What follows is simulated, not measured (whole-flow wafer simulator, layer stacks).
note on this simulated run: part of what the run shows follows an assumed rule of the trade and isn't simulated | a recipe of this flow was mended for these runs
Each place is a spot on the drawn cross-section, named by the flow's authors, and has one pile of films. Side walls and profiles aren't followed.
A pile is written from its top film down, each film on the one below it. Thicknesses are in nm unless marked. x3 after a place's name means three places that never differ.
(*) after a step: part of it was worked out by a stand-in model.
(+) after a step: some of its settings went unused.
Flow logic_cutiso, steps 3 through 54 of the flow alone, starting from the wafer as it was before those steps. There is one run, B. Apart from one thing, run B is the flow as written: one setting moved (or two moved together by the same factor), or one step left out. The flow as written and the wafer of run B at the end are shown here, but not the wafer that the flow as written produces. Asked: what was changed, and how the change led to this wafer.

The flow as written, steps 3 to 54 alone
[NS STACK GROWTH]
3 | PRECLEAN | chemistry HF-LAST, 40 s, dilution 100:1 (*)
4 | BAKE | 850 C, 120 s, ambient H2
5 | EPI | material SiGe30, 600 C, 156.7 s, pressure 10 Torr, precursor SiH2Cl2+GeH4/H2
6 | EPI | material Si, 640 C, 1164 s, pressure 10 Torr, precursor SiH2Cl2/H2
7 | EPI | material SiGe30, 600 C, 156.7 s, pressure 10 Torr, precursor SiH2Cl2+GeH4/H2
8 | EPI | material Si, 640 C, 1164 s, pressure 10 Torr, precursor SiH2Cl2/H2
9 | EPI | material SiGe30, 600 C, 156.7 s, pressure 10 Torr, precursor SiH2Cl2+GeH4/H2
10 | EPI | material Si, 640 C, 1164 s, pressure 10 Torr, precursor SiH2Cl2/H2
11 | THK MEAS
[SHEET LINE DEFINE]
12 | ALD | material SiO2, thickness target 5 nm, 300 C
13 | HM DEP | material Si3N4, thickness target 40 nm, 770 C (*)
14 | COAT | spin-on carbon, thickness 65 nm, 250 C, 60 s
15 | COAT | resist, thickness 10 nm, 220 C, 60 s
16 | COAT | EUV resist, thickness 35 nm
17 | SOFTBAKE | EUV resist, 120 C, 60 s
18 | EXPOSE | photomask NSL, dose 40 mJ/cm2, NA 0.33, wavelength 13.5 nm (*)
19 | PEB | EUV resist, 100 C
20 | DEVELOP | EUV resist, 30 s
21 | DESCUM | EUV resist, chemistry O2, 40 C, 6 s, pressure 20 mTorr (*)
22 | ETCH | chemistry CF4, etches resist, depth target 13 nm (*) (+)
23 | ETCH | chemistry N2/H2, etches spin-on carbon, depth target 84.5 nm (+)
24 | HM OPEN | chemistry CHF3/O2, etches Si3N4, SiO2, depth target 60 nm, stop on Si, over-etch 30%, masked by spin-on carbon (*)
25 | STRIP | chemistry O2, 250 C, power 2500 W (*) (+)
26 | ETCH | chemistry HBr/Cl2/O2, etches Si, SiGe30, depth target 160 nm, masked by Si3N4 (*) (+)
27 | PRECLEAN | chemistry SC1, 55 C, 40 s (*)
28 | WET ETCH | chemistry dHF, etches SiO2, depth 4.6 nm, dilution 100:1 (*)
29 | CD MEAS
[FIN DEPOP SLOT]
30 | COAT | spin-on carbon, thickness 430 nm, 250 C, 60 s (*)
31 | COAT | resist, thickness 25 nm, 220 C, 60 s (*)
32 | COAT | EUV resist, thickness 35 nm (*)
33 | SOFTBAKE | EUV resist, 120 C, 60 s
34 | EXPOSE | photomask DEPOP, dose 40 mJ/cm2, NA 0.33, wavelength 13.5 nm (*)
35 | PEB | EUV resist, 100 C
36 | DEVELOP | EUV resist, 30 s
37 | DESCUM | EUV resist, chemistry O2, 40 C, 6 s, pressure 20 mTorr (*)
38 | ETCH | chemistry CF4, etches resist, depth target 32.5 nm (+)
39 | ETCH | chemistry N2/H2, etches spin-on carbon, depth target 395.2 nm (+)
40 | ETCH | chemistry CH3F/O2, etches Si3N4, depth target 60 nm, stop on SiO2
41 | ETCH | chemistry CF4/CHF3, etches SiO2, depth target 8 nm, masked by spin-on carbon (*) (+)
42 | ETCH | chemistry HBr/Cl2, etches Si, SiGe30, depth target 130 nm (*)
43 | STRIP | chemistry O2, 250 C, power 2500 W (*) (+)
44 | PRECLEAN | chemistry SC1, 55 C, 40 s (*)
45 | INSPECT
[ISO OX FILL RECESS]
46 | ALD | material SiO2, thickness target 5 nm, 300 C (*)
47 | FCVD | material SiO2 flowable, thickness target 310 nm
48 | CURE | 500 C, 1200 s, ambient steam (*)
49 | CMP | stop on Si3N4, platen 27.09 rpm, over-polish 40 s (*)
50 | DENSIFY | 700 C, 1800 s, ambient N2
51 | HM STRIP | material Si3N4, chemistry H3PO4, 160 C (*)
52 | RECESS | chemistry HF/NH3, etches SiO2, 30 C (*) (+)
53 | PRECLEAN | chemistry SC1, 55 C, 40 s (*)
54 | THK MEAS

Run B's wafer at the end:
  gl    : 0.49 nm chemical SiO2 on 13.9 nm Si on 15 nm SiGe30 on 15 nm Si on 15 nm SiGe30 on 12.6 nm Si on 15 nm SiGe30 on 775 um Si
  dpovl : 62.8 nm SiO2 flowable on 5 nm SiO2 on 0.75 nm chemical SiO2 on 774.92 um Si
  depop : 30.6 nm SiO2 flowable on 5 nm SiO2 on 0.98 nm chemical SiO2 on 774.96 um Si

The reason: step 6, EPI: 978.1 s was run, though the flow has 1164 s.

How this came from the change, step by step:
  6 | EPI | material Si, 640 C, 1164 s, pressure 10 Torr, precursor SiH2Cl2/H2
      depop, dpovl, gfld and 19 more: Si gains 12.6 (new film) (as written it would have been: Si gains 15 (new film))
  26 | ETCH | chemistry HBr/Cl2/O2, etches Si, SiGe30, depth target 160 nm, masked by Si3N4 (*) (+)
      dpovl, gfld, gxf, iso, isow, lnri, nsgap: chemical SiO2 loses 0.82 (all of it), Si loses 12 (all of it), SiGe30 loses 15 (all of it), Si loses 15 (all of it), SiGe30 loses 15 (all of it), Si loses 12.6 (all of it), SiGe30 loses 15 (all of it), Si loses 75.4 (as written it would have been: chemical SiO2 loses 0.82 (all of it), Si loses 12 (all of it), SiGe30 loses 15 (all of it), Si loses 15 (all of it), SiGe30 loses 15 (all of it), Si loses 15 (all of it), SiGe30 loses 15 (all of it), Si loses 73)
  42 | ETCH | chemistry HBr/Cl2, etches Si, SiGe30, depth target 130 nm (*)
      depop: Si loses 13.8 (all of it), SiGe30 loses 15 (all of it), Si loses 15 (all of it), SiGe30 loses 15 (all of it), Si loses 12.6 (all of it), SiGe30 loses 15 (all of it), Si loses 43.6 (as written it would have been: Si loses 13.8 (all of it), SiGe30 loses 15 (all of it), Si loses 15 (all of it), SiGe30 loses 15 (all of it), Si loses 15 (all of it), SiGe30 loses 15 (all of it), Si loses 41.2)
